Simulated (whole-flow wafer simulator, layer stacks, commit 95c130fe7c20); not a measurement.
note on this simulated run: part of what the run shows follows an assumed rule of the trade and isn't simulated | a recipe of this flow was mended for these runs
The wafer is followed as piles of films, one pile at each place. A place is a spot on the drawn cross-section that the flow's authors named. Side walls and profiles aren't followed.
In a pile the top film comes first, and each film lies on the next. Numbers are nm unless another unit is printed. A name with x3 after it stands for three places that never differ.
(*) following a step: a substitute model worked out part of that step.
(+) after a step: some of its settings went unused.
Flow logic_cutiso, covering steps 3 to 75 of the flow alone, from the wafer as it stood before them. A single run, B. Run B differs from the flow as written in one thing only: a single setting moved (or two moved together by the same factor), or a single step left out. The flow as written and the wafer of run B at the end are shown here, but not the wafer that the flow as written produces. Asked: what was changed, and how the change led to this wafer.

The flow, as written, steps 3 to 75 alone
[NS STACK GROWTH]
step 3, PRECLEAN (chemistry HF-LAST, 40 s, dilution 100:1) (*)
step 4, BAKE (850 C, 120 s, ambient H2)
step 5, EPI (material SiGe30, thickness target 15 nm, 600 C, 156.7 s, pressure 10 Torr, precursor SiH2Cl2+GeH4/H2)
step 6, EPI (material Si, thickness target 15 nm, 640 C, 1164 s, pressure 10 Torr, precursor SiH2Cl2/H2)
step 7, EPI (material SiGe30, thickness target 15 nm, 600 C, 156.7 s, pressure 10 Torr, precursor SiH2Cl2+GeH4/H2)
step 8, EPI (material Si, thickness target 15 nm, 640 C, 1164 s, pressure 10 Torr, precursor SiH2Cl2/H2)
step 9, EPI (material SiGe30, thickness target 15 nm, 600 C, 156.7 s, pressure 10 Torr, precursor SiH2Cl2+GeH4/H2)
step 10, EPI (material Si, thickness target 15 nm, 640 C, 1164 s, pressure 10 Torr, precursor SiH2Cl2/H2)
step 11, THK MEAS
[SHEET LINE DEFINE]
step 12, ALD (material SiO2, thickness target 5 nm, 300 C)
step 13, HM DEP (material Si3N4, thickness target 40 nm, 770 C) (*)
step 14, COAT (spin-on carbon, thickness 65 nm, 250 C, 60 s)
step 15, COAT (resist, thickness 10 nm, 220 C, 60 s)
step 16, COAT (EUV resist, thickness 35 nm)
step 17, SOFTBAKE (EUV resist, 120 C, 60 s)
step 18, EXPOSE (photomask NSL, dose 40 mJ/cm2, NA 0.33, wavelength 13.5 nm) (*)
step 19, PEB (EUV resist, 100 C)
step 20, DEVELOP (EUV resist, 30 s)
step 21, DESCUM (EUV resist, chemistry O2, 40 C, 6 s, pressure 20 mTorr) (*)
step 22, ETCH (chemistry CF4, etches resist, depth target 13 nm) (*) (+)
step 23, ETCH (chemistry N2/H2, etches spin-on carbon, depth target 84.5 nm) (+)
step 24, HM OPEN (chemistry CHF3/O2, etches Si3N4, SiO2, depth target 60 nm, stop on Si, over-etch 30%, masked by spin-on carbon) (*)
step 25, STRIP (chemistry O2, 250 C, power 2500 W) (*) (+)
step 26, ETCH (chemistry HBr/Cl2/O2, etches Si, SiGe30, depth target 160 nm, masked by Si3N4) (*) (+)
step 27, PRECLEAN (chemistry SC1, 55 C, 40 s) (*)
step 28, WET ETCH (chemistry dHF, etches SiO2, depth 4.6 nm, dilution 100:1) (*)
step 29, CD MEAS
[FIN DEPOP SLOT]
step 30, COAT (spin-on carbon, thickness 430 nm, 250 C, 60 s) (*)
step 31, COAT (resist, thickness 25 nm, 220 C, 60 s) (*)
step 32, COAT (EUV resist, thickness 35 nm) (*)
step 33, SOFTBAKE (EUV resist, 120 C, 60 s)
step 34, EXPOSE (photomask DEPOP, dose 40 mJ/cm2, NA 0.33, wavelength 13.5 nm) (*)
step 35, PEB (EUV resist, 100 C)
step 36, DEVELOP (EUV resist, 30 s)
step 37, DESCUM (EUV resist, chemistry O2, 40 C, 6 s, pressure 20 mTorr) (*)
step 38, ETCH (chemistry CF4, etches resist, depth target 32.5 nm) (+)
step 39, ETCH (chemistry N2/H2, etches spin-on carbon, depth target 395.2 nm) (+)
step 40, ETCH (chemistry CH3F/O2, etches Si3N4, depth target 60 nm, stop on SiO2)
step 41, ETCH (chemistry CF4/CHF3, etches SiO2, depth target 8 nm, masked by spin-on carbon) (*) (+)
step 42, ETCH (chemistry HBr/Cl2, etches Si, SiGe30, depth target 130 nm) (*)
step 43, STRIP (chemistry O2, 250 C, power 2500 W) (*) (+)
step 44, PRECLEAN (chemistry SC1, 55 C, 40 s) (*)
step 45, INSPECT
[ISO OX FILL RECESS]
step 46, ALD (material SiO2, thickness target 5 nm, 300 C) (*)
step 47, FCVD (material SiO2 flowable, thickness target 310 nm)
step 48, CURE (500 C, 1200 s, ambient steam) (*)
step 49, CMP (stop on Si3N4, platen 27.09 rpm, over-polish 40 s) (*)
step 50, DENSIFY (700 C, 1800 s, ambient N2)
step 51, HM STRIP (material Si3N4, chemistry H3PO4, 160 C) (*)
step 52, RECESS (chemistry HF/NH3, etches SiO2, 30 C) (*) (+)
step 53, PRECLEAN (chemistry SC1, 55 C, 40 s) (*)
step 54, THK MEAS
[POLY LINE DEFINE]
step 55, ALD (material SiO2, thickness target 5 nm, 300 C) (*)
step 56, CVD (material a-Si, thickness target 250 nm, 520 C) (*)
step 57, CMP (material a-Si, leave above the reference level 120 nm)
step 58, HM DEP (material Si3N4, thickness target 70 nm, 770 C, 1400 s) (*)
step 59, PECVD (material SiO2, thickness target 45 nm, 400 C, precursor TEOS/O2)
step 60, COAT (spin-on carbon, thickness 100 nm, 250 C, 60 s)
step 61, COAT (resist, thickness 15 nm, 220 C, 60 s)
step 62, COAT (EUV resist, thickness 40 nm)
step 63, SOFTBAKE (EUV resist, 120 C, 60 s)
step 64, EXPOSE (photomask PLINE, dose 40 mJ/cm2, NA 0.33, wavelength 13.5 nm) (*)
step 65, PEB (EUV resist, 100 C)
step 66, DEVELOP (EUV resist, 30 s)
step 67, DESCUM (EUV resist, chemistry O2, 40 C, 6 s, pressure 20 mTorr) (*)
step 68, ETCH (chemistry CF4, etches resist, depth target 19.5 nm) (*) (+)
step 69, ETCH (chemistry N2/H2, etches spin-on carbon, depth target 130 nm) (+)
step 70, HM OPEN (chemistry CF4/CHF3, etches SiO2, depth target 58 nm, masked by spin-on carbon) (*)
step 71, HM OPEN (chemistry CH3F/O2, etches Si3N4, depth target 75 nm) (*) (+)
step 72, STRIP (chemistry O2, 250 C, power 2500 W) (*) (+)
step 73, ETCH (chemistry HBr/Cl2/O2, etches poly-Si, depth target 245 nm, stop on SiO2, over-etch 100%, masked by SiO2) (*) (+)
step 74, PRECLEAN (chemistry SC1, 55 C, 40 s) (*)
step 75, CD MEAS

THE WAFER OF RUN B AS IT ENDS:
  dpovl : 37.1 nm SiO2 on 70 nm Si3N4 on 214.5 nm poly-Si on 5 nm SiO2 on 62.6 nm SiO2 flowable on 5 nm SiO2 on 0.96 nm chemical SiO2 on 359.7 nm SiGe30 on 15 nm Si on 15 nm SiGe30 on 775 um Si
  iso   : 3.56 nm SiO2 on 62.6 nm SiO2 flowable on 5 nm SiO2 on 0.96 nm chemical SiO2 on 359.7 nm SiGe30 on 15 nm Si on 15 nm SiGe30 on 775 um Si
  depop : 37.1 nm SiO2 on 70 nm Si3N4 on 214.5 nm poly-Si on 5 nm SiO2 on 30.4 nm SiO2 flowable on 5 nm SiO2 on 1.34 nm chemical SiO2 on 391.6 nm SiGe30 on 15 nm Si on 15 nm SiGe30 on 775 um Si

The reason: step 7, EPI: 870 C was run, whereas the flow has 600 C.

How this came from the change, step by step:
  step 7, EPI (material SiGe30, thickness target 15 nm, 600 C, 156.7 s, pressure 10 Torr, precursor SiH2Cl2+GeH4/H2)
      depop, dpovl, gfld and 19 more: +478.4 SiGe30 (new film) (in the flow as written it would be: +15 SiGe30 (new film))
  step 26, ETCH (chemistry HBr/Cl2/O2, etches Si, SiGe30, depth target 160 nm, masked by Si3N4) (*) (+)
      dpovl, gfld, gxf, iso, isow, lnri, nsgap: -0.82 chemical SiO2 (all of it), -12 Si (all of it), -15 SiGe30 (all of it), -15 Si (all of it), -118 SiGe30 (in the flow as written it would be: -0.82 chemical SiO2 (all of it), -12 Si (all of it), -15 SiGe30 (all of it), -15 Si (all of it), -15 SiGe30 (all of it), -15 Si (all of it), -15 SiGe30 (all of it), -73 Si)
  step 42, ETCH (chemistry HBr/Cl2, etches Si, SiGe30, depth target 130 nm) (*)
      depop: -13.8 Si (all of it), -15 SiGe30 (all of it), -15 Si (all of it), -86.2 SiGe30 (in the flow as written it would be: -13.8 Si (all of it), -15 SiGe30 (all of it), -15 Si (all of it), -15 SiGe30 (all of it), -15 Si (all of it), -15 SiGe30 (all of it), -41.2 Si)
  step 43, STRIP (chemistry O2, 250 C, power 2500 W) (*) (+)
      depop: +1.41 chemical SiO2 (new film), -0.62 SiGe30 (in the flow as written it would be: +1.04 chemical SiO2 (new film), -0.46 Si)
